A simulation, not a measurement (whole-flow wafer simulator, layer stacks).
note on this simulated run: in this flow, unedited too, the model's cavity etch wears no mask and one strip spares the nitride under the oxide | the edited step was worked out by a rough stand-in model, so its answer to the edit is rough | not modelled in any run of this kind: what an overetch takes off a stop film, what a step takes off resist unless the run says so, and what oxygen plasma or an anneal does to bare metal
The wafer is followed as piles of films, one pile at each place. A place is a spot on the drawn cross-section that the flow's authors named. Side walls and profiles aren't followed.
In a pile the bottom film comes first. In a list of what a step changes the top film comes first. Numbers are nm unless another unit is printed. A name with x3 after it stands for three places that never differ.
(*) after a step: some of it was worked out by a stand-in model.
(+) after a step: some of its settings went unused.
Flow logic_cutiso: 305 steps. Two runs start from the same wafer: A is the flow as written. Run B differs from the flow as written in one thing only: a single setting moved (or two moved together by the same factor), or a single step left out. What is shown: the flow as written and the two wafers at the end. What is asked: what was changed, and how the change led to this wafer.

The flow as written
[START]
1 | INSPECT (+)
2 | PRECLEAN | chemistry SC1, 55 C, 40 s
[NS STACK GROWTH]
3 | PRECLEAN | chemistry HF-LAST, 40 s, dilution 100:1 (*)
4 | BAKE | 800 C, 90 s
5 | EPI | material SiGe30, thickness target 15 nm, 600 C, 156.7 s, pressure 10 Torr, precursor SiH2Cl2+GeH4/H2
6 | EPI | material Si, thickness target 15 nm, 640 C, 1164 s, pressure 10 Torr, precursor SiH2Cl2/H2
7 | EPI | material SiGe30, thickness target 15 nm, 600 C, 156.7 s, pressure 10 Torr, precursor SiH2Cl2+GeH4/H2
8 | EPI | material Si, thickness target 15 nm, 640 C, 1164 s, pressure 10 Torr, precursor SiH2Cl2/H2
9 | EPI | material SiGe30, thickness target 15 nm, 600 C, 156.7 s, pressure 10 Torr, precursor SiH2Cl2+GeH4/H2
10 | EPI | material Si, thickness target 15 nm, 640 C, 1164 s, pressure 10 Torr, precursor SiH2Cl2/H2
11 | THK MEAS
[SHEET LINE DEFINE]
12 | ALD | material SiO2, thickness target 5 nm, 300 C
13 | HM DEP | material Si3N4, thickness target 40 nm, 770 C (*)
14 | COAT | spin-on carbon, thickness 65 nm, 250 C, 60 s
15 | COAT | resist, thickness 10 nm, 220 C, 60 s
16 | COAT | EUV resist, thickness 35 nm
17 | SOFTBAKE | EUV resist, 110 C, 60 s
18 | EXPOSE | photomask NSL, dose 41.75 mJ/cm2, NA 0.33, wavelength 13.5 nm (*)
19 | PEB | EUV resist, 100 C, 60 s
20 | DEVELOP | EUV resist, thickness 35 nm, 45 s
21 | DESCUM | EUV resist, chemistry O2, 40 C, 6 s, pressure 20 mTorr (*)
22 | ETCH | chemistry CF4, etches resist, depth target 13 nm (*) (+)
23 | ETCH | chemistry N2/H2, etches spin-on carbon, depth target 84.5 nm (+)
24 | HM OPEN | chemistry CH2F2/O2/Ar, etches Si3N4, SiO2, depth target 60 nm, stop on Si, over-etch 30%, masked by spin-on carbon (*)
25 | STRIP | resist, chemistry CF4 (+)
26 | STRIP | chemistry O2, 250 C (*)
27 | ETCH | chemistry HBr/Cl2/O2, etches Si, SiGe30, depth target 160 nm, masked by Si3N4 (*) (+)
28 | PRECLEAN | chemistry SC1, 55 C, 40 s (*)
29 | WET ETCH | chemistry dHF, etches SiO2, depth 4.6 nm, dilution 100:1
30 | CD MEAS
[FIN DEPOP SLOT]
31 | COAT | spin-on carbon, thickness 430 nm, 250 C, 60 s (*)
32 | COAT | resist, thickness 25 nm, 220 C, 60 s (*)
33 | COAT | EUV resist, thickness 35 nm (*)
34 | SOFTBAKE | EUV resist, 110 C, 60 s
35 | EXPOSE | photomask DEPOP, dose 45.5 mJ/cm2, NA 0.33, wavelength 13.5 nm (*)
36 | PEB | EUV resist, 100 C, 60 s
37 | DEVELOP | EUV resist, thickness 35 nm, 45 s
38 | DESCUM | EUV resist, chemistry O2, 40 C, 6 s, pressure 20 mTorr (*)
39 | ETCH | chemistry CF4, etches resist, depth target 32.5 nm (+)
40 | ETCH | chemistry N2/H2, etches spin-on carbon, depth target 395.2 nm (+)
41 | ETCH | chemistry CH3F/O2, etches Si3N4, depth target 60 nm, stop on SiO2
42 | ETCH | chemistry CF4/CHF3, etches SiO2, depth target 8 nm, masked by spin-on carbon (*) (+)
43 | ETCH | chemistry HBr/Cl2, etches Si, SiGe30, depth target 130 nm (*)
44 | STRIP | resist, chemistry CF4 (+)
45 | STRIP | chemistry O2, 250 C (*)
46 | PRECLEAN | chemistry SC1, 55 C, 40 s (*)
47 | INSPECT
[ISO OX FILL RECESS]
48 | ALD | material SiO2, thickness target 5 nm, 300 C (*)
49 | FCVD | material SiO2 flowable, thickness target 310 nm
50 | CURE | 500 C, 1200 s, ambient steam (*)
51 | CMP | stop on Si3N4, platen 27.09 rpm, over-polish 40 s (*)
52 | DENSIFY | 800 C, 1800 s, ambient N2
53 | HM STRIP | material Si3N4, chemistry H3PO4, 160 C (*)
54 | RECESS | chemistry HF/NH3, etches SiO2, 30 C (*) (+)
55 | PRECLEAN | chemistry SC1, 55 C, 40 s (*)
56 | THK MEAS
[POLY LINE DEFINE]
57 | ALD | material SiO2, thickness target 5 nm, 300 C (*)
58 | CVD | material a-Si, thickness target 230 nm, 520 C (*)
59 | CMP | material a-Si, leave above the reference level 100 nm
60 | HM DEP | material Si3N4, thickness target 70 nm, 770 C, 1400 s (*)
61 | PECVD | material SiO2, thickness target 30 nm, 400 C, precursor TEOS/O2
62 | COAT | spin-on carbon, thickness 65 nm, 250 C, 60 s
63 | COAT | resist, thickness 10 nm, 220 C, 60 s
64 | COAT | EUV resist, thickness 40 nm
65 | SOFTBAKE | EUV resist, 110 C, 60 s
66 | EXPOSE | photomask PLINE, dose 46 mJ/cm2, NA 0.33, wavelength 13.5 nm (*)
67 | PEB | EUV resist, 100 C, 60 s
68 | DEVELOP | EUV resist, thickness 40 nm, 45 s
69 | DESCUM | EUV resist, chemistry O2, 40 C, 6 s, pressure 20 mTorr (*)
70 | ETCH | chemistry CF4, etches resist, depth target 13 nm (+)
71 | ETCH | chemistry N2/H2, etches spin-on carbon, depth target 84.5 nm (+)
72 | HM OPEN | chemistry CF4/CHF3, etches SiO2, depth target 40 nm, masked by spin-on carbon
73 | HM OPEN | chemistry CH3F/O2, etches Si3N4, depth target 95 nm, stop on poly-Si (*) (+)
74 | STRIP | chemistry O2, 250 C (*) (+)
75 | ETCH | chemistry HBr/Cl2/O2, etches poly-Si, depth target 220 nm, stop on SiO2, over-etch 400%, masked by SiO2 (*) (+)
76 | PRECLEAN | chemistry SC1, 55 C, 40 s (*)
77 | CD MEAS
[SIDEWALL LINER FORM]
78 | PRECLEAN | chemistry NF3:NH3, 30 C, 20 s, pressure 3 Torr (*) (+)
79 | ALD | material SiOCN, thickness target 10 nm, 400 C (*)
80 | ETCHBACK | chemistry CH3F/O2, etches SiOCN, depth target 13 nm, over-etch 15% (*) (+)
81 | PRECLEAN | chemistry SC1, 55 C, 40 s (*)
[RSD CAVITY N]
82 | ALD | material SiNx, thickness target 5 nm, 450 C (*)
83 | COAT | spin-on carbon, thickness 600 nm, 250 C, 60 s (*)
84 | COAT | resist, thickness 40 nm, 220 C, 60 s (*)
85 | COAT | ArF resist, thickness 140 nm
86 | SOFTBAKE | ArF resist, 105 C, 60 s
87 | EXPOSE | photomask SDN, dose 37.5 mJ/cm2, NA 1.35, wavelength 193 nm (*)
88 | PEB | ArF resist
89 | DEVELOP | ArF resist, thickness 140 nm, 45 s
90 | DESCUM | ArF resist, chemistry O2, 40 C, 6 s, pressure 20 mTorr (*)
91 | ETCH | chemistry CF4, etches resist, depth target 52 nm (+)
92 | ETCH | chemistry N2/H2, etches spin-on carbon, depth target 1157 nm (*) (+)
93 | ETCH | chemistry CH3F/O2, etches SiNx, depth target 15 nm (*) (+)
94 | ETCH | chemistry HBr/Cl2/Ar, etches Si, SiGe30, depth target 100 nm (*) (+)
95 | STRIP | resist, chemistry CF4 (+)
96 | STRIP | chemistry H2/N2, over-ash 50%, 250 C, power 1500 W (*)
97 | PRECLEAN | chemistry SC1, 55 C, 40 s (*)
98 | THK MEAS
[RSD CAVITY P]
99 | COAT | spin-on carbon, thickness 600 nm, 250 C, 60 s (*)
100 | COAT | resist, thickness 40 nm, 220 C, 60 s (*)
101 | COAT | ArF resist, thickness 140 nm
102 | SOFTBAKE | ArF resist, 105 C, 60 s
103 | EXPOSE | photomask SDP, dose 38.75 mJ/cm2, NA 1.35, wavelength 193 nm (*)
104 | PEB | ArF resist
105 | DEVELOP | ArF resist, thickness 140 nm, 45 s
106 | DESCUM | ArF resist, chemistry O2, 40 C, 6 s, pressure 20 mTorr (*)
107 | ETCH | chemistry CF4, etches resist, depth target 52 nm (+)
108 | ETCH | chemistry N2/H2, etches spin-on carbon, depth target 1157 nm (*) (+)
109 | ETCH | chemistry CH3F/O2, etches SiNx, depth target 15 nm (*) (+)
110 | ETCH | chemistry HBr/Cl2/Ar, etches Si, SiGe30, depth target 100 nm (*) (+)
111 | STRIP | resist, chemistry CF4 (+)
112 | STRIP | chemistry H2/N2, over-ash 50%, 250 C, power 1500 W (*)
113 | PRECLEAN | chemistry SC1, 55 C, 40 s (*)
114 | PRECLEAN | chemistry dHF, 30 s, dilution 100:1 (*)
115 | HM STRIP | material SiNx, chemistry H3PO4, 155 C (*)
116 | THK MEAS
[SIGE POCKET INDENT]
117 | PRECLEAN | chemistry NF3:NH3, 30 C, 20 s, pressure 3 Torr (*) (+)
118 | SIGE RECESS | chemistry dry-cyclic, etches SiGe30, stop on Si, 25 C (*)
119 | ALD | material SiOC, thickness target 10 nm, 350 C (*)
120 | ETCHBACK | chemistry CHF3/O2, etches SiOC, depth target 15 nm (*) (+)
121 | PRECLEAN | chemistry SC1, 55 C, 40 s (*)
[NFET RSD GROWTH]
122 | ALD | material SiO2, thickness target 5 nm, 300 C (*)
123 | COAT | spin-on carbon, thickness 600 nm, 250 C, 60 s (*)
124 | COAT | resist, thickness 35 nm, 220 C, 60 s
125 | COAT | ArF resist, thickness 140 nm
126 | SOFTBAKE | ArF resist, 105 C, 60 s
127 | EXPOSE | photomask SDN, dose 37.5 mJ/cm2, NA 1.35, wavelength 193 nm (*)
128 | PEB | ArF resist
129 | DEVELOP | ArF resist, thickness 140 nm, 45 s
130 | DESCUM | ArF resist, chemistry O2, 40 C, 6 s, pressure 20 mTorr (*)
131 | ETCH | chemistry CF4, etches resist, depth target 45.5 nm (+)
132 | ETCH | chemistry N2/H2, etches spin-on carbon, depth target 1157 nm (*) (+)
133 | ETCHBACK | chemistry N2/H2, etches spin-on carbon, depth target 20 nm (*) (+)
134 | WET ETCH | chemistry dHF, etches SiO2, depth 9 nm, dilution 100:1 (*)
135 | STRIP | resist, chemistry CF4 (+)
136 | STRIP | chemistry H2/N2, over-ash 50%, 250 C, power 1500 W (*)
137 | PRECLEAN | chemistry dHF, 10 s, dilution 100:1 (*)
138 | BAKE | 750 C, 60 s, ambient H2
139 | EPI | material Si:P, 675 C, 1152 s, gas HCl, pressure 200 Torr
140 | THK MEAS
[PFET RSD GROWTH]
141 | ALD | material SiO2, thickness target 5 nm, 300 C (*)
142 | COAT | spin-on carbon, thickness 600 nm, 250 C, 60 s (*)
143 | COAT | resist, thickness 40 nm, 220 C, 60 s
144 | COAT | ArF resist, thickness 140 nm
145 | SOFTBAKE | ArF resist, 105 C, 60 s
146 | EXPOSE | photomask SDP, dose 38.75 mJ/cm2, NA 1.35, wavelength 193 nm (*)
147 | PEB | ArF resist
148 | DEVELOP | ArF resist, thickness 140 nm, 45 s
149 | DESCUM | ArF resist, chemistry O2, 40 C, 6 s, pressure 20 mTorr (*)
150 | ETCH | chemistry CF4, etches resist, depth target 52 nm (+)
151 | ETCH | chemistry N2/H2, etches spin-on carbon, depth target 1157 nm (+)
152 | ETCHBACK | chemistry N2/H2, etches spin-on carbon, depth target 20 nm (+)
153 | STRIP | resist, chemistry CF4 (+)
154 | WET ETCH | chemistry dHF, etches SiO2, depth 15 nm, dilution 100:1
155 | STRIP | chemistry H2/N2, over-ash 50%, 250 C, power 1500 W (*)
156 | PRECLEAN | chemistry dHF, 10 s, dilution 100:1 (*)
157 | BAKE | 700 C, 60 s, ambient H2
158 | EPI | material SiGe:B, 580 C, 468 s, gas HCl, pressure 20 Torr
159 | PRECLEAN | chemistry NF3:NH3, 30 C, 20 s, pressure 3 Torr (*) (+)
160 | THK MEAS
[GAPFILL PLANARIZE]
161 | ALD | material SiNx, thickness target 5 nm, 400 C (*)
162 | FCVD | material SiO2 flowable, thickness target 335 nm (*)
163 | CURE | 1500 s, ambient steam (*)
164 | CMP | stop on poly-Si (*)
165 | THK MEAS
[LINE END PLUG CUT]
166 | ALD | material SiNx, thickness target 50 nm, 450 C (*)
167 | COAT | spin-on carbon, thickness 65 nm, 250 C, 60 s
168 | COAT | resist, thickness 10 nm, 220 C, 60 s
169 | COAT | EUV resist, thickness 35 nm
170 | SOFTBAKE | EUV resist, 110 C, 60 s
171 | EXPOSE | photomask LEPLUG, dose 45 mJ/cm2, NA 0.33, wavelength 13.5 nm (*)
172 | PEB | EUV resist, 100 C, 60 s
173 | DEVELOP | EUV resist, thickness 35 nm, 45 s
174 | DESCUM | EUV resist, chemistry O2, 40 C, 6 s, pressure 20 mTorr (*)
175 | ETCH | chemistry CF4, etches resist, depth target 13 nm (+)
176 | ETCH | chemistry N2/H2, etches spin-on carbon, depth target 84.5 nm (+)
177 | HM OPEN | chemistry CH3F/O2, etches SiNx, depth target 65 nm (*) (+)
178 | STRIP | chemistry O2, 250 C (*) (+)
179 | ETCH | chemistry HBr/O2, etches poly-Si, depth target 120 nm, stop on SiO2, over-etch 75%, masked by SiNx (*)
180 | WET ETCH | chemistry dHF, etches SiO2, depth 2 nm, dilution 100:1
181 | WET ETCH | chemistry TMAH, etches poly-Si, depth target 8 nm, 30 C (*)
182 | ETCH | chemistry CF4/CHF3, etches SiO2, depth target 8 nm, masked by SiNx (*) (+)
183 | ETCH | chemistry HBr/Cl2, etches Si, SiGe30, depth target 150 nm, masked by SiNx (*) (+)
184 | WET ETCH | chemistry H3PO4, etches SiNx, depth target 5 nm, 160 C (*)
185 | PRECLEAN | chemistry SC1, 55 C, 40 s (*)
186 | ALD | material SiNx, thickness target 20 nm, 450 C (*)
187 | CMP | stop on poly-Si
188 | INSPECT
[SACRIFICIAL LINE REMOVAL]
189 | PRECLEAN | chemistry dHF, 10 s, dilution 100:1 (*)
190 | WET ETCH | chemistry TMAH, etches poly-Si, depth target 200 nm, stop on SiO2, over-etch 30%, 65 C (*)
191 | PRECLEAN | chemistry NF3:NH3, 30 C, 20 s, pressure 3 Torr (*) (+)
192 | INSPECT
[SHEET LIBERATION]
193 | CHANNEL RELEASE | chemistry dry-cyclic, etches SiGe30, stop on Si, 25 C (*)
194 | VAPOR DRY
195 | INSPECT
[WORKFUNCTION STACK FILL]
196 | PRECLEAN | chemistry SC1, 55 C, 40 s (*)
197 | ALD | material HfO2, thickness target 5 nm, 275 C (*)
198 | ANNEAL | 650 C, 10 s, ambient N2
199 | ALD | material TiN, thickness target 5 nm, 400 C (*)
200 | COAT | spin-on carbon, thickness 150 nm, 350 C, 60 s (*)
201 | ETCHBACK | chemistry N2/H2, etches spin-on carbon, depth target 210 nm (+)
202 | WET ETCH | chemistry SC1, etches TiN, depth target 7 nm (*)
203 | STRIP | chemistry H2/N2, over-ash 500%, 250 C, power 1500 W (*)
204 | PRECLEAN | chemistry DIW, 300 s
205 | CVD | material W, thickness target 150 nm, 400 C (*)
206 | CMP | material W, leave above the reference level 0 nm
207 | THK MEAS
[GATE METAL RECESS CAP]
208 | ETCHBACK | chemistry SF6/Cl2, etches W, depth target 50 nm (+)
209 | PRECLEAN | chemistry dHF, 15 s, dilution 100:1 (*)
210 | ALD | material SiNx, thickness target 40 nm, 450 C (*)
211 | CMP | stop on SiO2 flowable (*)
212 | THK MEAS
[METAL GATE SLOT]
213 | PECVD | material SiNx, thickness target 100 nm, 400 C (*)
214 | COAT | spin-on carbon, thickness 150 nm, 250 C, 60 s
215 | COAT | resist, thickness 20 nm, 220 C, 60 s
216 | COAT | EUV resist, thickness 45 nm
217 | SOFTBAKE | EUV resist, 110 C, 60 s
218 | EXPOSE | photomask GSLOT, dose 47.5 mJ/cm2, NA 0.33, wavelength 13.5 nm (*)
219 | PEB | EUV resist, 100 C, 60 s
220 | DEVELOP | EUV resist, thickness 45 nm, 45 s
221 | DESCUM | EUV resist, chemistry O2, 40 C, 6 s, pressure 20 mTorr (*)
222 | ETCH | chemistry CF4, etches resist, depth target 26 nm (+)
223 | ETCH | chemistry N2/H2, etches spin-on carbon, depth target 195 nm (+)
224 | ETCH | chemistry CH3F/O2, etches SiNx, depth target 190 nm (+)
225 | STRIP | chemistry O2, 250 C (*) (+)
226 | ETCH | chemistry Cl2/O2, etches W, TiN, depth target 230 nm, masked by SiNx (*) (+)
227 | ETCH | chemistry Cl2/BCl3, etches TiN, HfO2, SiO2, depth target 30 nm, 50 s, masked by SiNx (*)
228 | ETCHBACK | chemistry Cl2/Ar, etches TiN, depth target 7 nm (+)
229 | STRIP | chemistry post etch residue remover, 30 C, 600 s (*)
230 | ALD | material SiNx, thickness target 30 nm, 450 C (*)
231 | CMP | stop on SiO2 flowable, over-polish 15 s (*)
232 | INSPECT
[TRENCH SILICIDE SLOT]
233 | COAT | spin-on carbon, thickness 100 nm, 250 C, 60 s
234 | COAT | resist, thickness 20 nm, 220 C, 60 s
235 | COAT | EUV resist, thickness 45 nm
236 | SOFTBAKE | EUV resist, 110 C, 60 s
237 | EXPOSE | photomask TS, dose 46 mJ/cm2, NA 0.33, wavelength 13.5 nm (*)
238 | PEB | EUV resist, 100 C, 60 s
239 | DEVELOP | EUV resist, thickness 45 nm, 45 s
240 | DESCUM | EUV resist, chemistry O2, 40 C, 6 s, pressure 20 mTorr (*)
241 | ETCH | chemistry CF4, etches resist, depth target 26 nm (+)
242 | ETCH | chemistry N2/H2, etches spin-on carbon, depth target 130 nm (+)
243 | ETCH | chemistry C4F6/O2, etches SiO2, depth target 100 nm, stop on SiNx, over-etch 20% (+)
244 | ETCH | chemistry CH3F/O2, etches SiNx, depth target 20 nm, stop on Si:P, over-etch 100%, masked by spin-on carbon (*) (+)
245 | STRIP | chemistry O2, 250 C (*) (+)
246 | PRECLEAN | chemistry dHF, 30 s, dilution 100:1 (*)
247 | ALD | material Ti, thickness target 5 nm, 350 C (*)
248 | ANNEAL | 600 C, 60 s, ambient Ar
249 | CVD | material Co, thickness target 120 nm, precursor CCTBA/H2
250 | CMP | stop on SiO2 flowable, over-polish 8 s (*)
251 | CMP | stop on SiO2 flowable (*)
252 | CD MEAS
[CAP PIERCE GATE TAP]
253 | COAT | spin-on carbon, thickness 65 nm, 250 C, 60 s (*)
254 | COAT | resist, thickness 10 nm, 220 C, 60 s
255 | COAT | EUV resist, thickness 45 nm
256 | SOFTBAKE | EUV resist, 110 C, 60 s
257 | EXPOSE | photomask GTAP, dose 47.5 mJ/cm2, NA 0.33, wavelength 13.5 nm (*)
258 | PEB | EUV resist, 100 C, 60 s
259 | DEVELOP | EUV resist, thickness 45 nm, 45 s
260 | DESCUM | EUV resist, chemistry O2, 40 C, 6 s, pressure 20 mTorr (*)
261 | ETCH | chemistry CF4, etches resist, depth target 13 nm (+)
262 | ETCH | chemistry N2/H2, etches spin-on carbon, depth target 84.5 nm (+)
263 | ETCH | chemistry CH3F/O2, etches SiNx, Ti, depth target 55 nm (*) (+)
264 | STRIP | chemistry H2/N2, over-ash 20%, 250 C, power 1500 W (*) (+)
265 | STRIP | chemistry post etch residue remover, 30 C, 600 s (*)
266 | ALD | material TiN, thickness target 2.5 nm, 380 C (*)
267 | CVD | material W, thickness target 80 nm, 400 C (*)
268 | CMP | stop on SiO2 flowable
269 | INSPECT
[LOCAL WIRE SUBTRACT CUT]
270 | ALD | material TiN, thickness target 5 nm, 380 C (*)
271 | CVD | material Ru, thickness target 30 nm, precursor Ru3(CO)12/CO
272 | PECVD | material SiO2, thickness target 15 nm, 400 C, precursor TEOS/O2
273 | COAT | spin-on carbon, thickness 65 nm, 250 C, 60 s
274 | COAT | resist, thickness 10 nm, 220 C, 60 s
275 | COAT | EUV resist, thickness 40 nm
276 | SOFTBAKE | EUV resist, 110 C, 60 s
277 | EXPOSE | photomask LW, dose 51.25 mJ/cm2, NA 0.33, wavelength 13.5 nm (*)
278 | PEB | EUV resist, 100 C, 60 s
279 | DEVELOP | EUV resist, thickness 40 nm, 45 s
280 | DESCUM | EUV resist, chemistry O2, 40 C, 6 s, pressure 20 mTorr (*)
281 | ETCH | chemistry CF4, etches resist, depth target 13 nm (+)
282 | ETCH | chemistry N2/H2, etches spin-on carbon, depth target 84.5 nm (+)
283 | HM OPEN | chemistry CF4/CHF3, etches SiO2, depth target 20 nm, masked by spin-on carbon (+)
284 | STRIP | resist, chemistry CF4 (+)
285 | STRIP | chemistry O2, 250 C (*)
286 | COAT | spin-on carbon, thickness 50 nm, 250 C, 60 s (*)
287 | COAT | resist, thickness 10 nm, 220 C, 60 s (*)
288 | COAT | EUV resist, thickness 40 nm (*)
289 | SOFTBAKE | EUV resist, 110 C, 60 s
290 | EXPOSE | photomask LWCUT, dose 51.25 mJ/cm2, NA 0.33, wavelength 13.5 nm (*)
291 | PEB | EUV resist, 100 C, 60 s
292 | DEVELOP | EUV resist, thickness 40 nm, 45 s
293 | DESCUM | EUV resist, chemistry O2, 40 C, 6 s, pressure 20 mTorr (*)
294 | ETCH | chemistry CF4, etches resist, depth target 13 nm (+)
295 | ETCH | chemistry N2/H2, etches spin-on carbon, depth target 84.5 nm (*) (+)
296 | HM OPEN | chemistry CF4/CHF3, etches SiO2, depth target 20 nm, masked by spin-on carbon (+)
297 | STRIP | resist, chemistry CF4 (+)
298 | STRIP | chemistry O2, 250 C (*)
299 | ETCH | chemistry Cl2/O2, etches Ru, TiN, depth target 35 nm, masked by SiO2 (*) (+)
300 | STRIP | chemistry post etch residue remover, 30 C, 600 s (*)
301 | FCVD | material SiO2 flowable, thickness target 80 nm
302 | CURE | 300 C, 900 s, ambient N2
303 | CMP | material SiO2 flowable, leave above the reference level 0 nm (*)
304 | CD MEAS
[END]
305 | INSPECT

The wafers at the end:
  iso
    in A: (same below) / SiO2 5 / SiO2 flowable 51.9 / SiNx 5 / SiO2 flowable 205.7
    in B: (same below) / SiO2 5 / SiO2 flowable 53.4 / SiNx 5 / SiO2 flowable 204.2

Cause: step 119, ALD: thickness target 11.5 nm was run, whereas the flow has thickness target 10 nm.

Step by step, how the change led to this:
  119 | ALD | material SiOC, thickness target 10 nm, 350 C (*)
      depop, dpovl, gfld and 14 more: A SiOC gains 10 (new film) | B SiOC gains 11.5 (new film)
      lnr, lnrp, lnrt: A SiOC gains 10 (new film), SiOC gains 16 (new film), cavity loses 16 (all of it), SiOC gains 16 (new film), cavity loses 16 (all of it), SiOC gains 16 (new film), cavity loses 16 (all of it) | B SiOC gains 11.5 (new film), SiOC gains 16 (new film), cavity loses 16 (all of it), SiOC gains 16 (new film), cavity loses 16 (all of it), SiOC gains 16 (new film), cavity loses 16 (all of it)
      (also at 2 further places)
  120 | ETCHBACK | chemistry CHF3/O2, etches SiOC, depth target 15 nm (*) (+)
      gl, tap: A SiOC loses 10 (all of it), SiO2 loses 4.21 (all of it), Si3N4 loses 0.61 | B SiOC loses 11.5 (all of it), SiO2 loses 3.5
      glp: A SiOC loses 10 (all of it), SiO2 loses 4.25 (all of it), Si3N4 loses 0.58 | B SiOC loses 11.5 (all of it), SiO2 loses 3.5
      (also at 19 further places)
  122 | ALD | material SiO2, thickness target 5 nm, 300 C (*)
      gl, glp, tap: A SiO2 gains 5 (new film) | B SiO2 gains 5
      gxn: A SiO2 gains 6.76 (new film) | B SiO2 gains 5
      (also at 1 further place)
  132 | ETCH | chemistry N2/H2, etches spin-on carbon, depth target 1157 nm (*) (+)
      gl, tap: A spin-on carbon loses 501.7 (all of it), SiO2 loses 5 (all of it), Si3N4 loses 0.5 | B spin-on carbon loses 501 (all of it), SiO2 loses 5.67 (all of it), Si3N4 loses 0.18
  141 | ALD | material SiO2, thickness target 5 nm, 300 C (*)
      gxn: A SiO2 gains 10.1 (new film) | B SiO2 gains 10.8 (new film)
  153 | STRIP | resist, chemistry CF4 (+)
      glp: A SiO2 loses 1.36 (all of it) | B SiO2 loses 2.04 (all of it)
  164 | CMP | stop on poly-Si (*)
      depop, dpovl, isow, ns, nsgap: A SiO2 flowable loses 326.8 (all of it), SiNx loses 5 (all of it), SiO2 loses 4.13 (all of it), Si3N4 loses 70 (all of it) | B SiO2 flowable loses 326.8 (all of it), SiNx loses 5 (all of it), SiO2 loses 5.63 (all of it), Si3N4 loses 70 (all of it)
      gfld, gxf: A SiO2 flowable loses 251.9 (all of it), SiNx loses 5 (all of it), SiO2 loses 4.13 (all of it), Si3N4 loses 70 (all of it) | B SiO2 flowable loses 251 (all of it), SiNx loses 5 (all of it), SiO2 loses 5.63 (all of it), Si3N4 loses 70 (all of it)
      (also at 2 further places)
